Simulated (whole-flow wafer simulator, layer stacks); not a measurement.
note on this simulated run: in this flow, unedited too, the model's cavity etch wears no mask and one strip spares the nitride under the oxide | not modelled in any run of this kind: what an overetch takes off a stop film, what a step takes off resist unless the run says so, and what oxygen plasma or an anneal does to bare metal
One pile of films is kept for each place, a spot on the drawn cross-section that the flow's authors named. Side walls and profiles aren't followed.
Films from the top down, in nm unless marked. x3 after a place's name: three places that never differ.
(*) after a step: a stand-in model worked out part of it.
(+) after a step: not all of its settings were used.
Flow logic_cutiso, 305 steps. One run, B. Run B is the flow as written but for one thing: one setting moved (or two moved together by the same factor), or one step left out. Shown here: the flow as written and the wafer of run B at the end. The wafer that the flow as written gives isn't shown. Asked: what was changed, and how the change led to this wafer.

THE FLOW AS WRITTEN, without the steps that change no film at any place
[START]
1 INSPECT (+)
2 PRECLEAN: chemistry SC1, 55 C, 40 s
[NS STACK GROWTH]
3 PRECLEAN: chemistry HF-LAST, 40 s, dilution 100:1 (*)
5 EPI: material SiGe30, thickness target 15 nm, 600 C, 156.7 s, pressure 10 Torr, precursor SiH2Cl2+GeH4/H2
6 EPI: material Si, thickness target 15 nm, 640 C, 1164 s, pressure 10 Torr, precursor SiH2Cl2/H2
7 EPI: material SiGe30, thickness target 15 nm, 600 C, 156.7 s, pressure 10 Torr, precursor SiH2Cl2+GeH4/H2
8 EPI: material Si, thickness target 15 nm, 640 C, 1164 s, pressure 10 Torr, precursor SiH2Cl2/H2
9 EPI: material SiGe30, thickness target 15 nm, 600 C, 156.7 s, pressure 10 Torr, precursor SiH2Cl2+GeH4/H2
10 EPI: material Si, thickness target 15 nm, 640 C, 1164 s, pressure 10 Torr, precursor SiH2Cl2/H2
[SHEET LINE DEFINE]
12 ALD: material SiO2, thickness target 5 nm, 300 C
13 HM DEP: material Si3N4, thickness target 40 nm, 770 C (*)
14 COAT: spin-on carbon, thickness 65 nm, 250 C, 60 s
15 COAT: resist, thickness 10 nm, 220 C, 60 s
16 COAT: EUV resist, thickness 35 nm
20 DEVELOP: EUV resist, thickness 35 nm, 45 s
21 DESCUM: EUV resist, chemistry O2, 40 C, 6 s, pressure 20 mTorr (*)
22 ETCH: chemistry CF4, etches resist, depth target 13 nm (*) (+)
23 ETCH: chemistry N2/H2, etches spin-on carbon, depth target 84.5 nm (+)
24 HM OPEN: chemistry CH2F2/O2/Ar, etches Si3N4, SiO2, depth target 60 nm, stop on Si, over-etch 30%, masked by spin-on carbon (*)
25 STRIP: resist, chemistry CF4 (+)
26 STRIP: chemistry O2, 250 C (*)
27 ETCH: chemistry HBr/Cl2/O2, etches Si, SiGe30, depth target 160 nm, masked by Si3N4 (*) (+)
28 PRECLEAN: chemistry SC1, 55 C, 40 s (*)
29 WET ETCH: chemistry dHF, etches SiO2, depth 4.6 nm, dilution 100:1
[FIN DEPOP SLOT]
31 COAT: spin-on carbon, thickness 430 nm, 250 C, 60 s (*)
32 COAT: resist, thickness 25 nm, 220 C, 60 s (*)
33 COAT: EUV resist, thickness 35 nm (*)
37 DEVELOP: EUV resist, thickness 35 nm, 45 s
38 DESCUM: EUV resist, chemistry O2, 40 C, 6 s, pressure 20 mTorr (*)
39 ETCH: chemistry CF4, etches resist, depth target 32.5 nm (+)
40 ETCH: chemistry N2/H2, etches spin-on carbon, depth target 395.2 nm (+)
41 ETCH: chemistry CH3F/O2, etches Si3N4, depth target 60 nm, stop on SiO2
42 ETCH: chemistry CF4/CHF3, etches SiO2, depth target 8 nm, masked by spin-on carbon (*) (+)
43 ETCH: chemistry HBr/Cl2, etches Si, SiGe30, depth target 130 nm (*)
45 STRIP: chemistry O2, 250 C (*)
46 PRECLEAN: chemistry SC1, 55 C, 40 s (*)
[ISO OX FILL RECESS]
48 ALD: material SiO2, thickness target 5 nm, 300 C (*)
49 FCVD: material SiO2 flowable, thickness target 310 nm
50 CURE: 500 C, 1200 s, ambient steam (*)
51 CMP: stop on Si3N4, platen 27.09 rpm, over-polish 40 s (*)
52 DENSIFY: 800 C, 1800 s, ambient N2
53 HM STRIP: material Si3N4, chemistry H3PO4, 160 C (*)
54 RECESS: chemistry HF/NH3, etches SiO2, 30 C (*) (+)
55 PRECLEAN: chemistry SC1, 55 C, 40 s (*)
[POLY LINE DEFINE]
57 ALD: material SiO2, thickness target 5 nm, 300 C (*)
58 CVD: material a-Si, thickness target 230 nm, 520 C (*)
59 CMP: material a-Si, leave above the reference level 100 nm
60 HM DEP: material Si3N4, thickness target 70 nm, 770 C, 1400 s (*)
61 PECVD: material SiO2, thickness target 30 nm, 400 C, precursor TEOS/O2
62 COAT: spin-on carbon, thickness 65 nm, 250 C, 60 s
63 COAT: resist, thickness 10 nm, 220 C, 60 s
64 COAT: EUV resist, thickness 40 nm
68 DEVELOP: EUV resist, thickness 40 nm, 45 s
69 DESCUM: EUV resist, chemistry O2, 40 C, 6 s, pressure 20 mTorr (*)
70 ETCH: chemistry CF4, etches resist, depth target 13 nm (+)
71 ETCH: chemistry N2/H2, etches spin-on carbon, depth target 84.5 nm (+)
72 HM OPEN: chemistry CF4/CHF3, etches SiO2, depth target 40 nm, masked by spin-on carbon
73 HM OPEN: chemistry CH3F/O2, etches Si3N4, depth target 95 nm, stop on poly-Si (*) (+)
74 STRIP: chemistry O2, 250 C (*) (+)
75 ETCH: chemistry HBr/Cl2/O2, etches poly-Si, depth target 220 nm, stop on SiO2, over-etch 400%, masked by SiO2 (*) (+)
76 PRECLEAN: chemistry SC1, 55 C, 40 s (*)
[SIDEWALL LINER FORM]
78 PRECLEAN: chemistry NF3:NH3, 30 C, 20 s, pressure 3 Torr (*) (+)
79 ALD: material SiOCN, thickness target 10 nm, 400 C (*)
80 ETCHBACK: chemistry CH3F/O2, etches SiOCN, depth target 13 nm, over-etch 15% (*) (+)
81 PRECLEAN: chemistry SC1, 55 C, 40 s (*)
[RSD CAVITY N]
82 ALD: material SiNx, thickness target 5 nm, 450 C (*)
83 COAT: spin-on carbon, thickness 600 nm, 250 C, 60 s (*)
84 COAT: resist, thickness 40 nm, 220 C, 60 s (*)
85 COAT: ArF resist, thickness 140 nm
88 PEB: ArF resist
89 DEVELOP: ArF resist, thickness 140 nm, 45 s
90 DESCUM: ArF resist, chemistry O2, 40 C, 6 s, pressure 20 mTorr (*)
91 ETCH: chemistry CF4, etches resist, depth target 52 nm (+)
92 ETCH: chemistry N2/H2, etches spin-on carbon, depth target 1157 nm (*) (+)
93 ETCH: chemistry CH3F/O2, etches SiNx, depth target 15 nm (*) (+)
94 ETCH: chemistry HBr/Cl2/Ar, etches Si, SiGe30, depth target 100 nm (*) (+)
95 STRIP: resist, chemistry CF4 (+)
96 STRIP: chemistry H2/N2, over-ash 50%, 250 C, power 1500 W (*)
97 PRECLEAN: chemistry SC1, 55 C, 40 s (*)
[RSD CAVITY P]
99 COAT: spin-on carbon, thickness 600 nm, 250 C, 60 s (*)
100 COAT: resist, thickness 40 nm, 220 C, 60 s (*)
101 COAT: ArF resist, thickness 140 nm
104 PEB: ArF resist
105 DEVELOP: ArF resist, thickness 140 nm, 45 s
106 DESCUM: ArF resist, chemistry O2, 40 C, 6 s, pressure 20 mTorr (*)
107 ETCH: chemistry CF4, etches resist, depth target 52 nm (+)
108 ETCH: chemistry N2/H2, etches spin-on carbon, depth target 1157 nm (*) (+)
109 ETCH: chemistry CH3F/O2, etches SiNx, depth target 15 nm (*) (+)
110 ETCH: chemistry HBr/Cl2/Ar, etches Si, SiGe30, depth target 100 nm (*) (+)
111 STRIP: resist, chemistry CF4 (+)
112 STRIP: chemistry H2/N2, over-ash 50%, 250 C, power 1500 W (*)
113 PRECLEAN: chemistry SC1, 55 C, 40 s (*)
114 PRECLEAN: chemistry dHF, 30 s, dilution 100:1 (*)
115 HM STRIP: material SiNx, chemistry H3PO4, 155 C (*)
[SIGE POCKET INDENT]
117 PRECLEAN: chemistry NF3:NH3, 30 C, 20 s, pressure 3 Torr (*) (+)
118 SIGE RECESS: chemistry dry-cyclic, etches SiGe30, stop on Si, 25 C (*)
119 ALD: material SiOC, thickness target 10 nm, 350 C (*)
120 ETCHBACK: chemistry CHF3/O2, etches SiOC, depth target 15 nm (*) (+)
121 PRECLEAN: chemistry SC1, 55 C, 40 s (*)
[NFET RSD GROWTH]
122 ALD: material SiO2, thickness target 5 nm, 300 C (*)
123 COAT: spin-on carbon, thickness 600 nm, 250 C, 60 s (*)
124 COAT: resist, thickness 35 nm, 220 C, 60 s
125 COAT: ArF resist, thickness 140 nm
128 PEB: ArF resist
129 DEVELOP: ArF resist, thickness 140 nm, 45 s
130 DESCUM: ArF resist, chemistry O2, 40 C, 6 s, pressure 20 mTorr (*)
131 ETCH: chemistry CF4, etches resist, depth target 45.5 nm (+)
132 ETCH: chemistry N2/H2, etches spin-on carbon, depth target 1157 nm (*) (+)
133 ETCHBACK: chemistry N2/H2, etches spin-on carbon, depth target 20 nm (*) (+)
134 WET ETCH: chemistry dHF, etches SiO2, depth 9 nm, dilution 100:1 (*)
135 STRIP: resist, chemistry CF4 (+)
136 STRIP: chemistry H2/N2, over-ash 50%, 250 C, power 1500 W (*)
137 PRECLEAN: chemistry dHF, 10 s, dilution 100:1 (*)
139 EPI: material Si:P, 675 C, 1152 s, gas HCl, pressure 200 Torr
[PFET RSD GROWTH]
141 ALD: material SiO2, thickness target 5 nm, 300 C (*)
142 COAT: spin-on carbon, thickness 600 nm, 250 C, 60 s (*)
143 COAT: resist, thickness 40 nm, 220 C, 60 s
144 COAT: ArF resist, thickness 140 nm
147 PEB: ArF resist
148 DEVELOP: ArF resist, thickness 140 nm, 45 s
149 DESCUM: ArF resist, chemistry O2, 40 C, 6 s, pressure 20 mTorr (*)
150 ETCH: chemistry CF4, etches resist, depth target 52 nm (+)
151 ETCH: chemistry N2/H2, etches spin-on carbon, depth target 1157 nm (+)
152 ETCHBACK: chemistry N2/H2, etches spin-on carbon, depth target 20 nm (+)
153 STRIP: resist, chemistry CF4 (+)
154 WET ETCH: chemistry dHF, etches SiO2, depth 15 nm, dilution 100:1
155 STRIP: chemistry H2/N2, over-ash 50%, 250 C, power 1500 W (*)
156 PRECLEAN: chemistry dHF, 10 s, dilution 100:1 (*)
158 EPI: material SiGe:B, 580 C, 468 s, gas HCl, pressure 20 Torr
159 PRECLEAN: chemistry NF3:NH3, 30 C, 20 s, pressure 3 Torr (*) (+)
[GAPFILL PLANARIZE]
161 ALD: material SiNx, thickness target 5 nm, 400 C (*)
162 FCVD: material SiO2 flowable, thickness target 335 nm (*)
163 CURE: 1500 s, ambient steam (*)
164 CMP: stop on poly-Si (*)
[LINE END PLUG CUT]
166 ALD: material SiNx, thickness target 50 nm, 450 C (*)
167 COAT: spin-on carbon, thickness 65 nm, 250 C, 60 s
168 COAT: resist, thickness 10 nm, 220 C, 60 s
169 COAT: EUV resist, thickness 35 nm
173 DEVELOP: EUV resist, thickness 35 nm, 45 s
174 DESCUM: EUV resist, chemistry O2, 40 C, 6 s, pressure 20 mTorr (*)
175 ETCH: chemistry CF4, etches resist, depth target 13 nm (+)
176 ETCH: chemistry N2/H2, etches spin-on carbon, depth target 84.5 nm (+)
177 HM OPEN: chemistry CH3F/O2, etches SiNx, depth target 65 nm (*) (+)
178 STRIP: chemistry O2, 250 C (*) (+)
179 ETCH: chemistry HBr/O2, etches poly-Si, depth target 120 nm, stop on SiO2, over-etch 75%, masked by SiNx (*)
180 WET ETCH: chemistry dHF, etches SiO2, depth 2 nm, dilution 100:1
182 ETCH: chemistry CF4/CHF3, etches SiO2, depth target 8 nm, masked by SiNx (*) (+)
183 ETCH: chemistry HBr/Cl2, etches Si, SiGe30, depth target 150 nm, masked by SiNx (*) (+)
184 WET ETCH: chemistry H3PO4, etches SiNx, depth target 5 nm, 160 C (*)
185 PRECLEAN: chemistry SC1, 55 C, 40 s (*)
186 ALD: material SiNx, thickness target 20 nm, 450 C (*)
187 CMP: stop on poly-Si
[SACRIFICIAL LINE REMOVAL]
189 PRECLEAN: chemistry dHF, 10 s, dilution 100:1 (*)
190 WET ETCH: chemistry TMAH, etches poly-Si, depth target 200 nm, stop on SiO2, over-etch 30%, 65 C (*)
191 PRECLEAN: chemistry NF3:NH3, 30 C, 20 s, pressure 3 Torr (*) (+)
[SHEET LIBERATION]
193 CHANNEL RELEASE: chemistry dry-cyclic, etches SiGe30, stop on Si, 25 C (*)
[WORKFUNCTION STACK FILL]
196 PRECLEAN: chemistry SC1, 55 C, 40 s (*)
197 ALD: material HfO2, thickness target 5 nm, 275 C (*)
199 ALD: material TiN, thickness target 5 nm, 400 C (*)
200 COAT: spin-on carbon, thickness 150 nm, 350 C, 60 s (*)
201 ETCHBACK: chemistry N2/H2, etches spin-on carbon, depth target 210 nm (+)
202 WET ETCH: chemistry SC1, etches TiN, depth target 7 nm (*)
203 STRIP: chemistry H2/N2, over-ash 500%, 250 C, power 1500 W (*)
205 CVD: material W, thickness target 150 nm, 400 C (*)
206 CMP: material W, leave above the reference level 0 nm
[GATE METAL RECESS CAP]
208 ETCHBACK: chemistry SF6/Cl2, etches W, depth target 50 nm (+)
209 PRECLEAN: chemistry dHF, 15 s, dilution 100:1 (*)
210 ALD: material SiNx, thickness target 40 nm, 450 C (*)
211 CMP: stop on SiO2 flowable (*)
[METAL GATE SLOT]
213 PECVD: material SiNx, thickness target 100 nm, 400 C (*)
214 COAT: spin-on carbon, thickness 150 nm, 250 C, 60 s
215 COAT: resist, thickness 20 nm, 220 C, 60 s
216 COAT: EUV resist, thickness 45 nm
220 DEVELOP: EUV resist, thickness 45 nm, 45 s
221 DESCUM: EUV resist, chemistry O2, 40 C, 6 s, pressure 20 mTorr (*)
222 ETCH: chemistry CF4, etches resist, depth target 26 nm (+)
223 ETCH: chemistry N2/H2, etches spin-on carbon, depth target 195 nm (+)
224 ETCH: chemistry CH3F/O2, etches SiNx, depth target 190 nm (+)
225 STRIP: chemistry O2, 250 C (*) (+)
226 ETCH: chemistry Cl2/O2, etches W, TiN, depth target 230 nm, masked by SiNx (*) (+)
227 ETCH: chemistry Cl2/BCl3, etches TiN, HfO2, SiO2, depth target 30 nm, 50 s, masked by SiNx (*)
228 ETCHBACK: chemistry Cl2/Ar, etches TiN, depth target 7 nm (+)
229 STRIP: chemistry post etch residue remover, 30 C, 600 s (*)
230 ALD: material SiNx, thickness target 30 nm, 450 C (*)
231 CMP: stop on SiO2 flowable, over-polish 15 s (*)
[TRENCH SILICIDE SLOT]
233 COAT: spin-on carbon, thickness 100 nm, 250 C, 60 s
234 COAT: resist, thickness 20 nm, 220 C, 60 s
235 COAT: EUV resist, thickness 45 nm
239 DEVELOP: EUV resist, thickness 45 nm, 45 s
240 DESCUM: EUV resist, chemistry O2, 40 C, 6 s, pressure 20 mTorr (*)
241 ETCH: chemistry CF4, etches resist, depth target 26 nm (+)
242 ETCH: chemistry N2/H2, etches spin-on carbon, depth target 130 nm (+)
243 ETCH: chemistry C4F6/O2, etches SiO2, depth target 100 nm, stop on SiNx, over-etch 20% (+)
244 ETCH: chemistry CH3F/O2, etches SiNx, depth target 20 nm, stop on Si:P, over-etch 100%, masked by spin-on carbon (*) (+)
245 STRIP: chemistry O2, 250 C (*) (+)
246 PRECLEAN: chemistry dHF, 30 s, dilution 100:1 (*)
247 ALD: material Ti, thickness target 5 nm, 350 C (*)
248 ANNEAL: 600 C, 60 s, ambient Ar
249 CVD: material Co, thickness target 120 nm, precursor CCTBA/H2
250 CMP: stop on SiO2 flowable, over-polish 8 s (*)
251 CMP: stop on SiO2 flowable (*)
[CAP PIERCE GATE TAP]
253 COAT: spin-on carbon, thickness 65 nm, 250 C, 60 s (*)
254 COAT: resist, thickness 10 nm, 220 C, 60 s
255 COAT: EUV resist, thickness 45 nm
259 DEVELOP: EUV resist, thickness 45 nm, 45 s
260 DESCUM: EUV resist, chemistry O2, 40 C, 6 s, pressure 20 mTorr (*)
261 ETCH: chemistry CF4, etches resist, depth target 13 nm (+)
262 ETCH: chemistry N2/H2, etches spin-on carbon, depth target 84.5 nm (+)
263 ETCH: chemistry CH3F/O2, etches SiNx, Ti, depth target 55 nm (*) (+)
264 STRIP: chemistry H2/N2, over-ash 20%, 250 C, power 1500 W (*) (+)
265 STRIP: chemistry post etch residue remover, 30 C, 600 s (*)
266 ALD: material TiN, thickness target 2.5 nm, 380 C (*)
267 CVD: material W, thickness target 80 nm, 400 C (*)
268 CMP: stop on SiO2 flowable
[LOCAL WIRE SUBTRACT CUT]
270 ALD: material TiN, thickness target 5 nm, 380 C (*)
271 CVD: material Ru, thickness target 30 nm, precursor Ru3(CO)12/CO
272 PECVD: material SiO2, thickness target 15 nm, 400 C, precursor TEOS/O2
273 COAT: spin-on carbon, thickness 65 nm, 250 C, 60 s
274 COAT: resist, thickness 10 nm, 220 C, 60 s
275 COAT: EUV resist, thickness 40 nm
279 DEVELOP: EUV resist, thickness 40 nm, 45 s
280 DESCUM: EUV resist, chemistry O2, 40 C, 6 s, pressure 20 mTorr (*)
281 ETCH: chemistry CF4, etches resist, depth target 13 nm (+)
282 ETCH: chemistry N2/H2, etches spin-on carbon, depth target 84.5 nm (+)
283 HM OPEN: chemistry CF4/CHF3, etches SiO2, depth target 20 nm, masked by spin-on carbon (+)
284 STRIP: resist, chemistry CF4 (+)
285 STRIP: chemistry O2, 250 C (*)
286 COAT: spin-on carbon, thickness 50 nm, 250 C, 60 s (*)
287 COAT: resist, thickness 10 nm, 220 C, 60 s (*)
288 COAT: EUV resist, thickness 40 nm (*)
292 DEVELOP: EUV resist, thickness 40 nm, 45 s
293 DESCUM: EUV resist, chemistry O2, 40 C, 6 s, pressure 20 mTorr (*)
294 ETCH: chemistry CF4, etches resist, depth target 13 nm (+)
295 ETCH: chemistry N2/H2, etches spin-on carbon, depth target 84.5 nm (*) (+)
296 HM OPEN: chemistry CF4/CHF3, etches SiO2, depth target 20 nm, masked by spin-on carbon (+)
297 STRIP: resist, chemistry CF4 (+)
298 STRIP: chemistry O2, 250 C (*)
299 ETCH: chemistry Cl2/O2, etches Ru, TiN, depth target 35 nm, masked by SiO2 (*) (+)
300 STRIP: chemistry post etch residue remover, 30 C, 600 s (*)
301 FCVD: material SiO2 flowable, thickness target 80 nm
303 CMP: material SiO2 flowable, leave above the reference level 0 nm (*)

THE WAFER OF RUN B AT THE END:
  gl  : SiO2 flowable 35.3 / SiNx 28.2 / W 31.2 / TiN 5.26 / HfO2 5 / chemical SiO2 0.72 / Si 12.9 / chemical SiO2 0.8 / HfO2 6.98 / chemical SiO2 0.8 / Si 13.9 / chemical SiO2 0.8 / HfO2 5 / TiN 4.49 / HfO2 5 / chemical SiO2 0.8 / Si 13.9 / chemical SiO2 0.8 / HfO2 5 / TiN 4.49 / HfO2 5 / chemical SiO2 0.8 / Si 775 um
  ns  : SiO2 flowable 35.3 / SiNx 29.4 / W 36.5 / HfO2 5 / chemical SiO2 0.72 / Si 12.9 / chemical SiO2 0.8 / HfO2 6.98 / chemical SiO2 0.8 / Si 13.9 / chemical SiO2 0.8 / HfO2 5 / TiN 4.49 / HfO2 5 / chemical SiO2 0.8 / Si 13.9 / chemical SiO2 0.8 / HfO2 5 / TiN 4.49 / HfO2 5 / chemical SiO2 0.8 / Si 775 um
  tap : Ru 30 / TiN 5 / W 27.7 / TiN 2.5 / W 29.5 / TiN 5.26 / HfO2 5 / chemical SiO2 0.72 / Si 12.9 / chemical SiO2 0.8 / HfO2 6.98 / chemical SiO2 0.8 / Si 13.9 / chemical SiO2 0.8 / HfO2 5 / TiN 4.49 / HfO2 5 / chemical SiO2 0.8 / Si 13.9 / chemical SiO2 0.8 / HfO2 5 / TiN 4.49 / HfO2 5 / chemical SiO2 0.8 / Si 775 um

The cause: step 9, EPI: thickness target 7.5 nm was run, where the flow has thickness target 15 nm; step 9, EPI: 78.3 s was run, where the flow has 156.7 s.

How the change led to this, step by step:
  9 EPI: material SiGe30, thickness target 15 nm, 600 C, 156.7 s, pressure 10 Torr, precursor SiH2Cl2+GeH4/H2
      depop, dpovl, gfld and 19 more: SiGe30 +7.5 (new film) (as written it would be: SiGe30 +15 (new film))
  27 ETCH: chemistry HBr/Cl2/O2, etches Si, SiGe30, depth target 160 nm, masked by Si3N4 (*) (+)
      gfld, gxf, iso, lnri: chemical SiO2 -0.79 (all of it), Si -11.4 (all of it), SiGe30 -7.5 (all of it), Si -15 (all of it), SiGe30 -15 (all of it), Si -15 (all of it), SiGe30 -15 (all of it), Si -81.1 (as written it would be: chemical SiO2 -0.79 (all of it), Si -11.4 (all of it), SiGe30 -15 (all of it), Si -15 (all of it), SiGe30 -15 (all of it), Si -15 (all of it), SiGe30 -15 (all of it), Si -73.6)
      dpovl, nsgap: chemical SiO2 -0.79 (all of it), Si -11.8 (all of it), SiGe30 -7.5 (all of it), Si -15 (all of it), SiGe30 -15 (all of it), Si -15 (all of it), SiGe30 -15 (all of it), Si -80.7 (as written it would be: chemical SiO2 -0.79 (all of it), Si -11.8 (all of it), SiGe30 -15 (all of it), Si -15 (all of it), SiGe30 -15 (all of it), Si -15 (all of it), SiGe30 -15 (all of it), Si -73.2)
      (and at 1 more place)
  43 ETCH: chemistry HBr/Cl2, etches Si, SiGe30, depth target 130 nm (*)
      depop: Si -14 (all of it), SiGe30 -7.5 (all of it), Si -15 (all of it), SiGe30 -15 (all of it), Si -15 (all of it), SiGe30 -15 (all of it), Si -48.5 (as written it would be: Si -14 (all of it), SiGe30 -15 (all of it), Si -15 (all of it), SiGe30 -15 (all of it), Si -15 (all of it), SiGe30 -15 (all of it), Si -41)
  94 ETCH: chemistry HBr/Cl2/Ar, etches Si, SiGe30, depth target 100 nm (*) (+)
      rsdn, rsdx: chemical SiO2 -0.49 (all of it), Si -12.8 (all of it), SiGe30 -7.5 (all of it), Si -15 (all of it), SiGe30 -15 (all of it), Si -15 (all of it), SiGe30 -15 (all of it), Si -19.7 (as written it would be: chemical SiO2 -0.49 (all of it), Si -12.8 (all of it), SiGe30 -15 (all of it), Si -15 (all of it), SiGe30 -15 (all of it), Si -15 (all of it), SiGe30 -15 (all of it), Si -12.2)
  110 ETCH: chemistry HBr/Cl2/Ar, etches Si, SiGe30, depth target 100 nm (*) (+)
      rsdp, rsdw: chemical SiO2 -0.49 (all of it), Si -12.8 (all of it), SiGe30 -7.5 (all of it), Si -15 (all of it), SiGe30 -15 (all of it), Si -15 (all of it), SiGe30 -15 (all of it), Si -19.7 (as written it would be: chemical SiO2 -0.49 (all of it), Si -12.8 (all of it), SiGe30 -15 (all of it), Si -15 (all of it), SiGe30 -15 (all of it), Si -15 (all of it), SiGe30 -15 (all of it), Si -12.2)
  118 SIGE RECESS: chemistry dry-cyclic, etches SiGe30, stop on Si, 25 C (*)
      lnr, lnrp, lnrt: SiOCN -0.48, Si -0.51, cavity +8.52 (new film), SiGe30 -7.5 (all of it), Si -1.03, cavity +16 (new film), SiGe30 -15 (all of it), Si -1.03, cavity +16 (new film), SiGe30 -15 (all of it), Si -0.51 (as written it would be: SiOCN -0.48, Si -0.51, cavity +16 (new film), SiGe30 -15 (all of it), Si -1.03, cavity +16 (new film), SiGe30 -15 (all of it), Si -1.03, cavity +16 (new film), SiGe30 -15 (all of it), Si -0.51)
  119 ALD: material SiOC, thickness target 10 nm, 350 C (*)
      lnr, lnrp, lnrt: SiOC +10 (new film), SiOC +8.52 (new film), cavity -8.52 (all of it), SiOC +16 (new film), cavity -16 (all of it), SiOC +16 (new film), cavity -16 (all of it) (as written it would be: SiOC +10 (new film), SiOC +16 (new film), cavity -16 (all of it), SiOC +16 (new film), cavity -16 (all of it), SiOC +16 (new film), cavity -16 (all of it))
  183 ETCH: chemistry HBr/Cl2, etches Si, SiGe30, depth target 150 nm, masked by SiNx (*) (+)
      plug: Si -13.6 (all of it), SiGe30 -7.5 (all of it), Si -15 (all of it), SiGe30 -15 (all of it), Si -15 (all of it), SiGe30 -15 (all of it), Si -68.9 (as written it would be: Si -13.6 (all of it), SiGe30 -15 (all of it), Si -15 (all of it), SiGe30 -15 (all of it), Si -15 (all of it), SiGe30 -15 (all of it), Si -61.4)
  193 CHANNEL RELEASE: chemistry dry-cyclic, etches SiGe30, stop on Si, 25 C (*)
      gl, glp, gxn, gxp, ns, tap: chemical SiO2 +0.8 (new film), Si -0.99, chemical SiO2 +0.8 (new film), cavity +6.98 (new film), chemical SiO2 +0.8 (new film), SiGe30 -7.5 (all of it), Si -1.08, chemical SiO2 +0.8 (new film), cavity +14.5 (new film), chemical SiO2 +0.8 (new film), SiGe30 -15 (all of it), Si -1.08, chemical SiO2 +0.8 (new film), cavity +14.5 (new film), chemical SiO2 +0.8 (new film), SiGe30 -15 (all of it), Si -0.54 (as written it would be: chemical SiO2 +0.8 (new film), Si -0.99, chemical SiO2 +0.8 (new film), cavity +14.5 (new film), chemical SiO2 +0.8 (new film), SiGe30 -15 (all of it), Si -1.08, chemical SiO2 +0.8 (new film), cavity +14.5 (new film), chemical SiO2 +0.8 (new film), SiGe30 -15 (all of it), Si -1.08, chemical SiO2 +0.8 (new film), cavity +14.5 (new film), chemical SiO2 +0.8 (new film), SiGe30 -15 (all of it), Si -0.54)
  197 ALD: material HfO2, thickness target 5 nm, 275 C (*)
      gl, glp, gxn, gxp, ns, tap: HfO2 +5 (new film), HfO2 +6.98 (new film), cavity -6.98 (all of it), HfO2 +5 (new film), cavity -10, HfO2 +5 (new film), HfO2 +5 (new film), cavity -10, HfO2 +5 (new film) (as written it would be: HfO2 +5 (new film), HfO2 +5 (new film), cavity -10, HfO2 +5 (new film), HfO2 +5 (new film), cavity -10, HfO2 +5 (new film), HfO2 +5 (new film), cavity -10, HfO2 +5 (new film))
  199 ALD: material TiN, thickness target 5 nm, 400 C (*)
      gl, glp, tap: TiN +5.26 (new film), TiN +4.49 (new film), cavity -4.49 (all of it), TiN +4.49 (new film), cavity -4.49 (all of it) (as written it would be: TiN +5.26 (new film), TiN +4.49 (new film), cavity -4.49 (all of it), TiN +4.49 (new film), cavity -4.49 (all of it), TiN +4.49 (new film), cavity -4.49 (all of it))
      gxn, gxp, ns: TiN +5 (new film), TiN +4.49 (new film), cavity -4.49 (all of it), TiN +4.49 (new film), cavity -4.49 (all of it) (as written it would be: TiN +5 (new film), TiN +4.49 (new film), cavity -4.49 (all of it), TiN +4.49 (new film), cavity -4.49 (all of it), TiN +4.49 (new film), cavity -4.49 (all of it))
Counting metal films that touch as one body, gl has 3 bodies (between them, from the top down: HfO2 5 / chemical SiO2 0.72 / Si 12.9 / chemical SiO2 0.8 / HfO2 6.98 / chemical SiO2 0.8 / Si 13.9 / chemical SiO2 0.8 / HfO2 5; HfO2 5 / chemical SiO2 0.8 / Si 13.9 / chemical SiO2 0.8 / HfO2 5); the flow as written gives 4 bodies (between them, from the top down: HfO2 5 / chemical SiO2 0.72 / Si 12.9 / chemical SiO2 0.8 / HfO2 5; HfO2 5 / chemical SiO2 0.8 / Si 13.9 / chemical SiO2 0.8 / HfO2 5; HfO2 5 / chemical SiO2 0.8 / Si 13.9 / chemical SiO2 0.8 / HfO2 5).
Counting metal films that touch as one body, ns has 3 bodies (between them, from the top down: HfO2 5 / chemical SiO2 0.72 / Si 12.9 / chemical SiO2 0.8 / HfO2 6.98 / chemical SiO2 0.8 / Si 13.9 / chemical SiO2 0.8 / HfO2 5; HfO2 5 / chemical SiO2 0.8 / Si 13.9 / chemical SiO2 0.8 / HfO2 5); the flow as written gives 4 bodies (between them, from the top down: HfO2 5 / chemical SiO2 0.72 / Si 12.9 / chemical SiO2 0.8 / HfO2 5; HfO2 5 / chemical SiO2 0.8 / Si 13.9 / chemical SiO2 0.8 / HfO2 5; HfO2 5 / chemical SiO2 0.8 / Si 13.9 / chemical SiO2 0.8 / HfO2 5).
Counting metal films that touch as one body, tap has 3 bodies (between them, from the top down: HfO2 5 / chemical SiO2 0.72 / Si 12.9 / chemical SiO2 0.8 / HfO2 6.98 / chemical SiO2 0.8 / Si 13.9 / chemical SiO2 0.8 / HfO2 5; HfO2 5 / chemical SiO2 0.8 / Si 13.9 / chemical SiO2 0.8 / HfO2 5); the flow as written gives 4 bodies (between them, from the top down: HfO2 5 / chemical SiO2 0.72 / Si 12.9 / chemical SiO2 0.8 / HfO2 5; HfO2 5 / chemical SiO2 0.8 / Si 13.9 / chemical SiO2 0.8 / HfO2 5; HfO2 5 / chemical SiO2 0.8 / Si 13.9 / chemical SiO2 0.8 / HfO2 5).
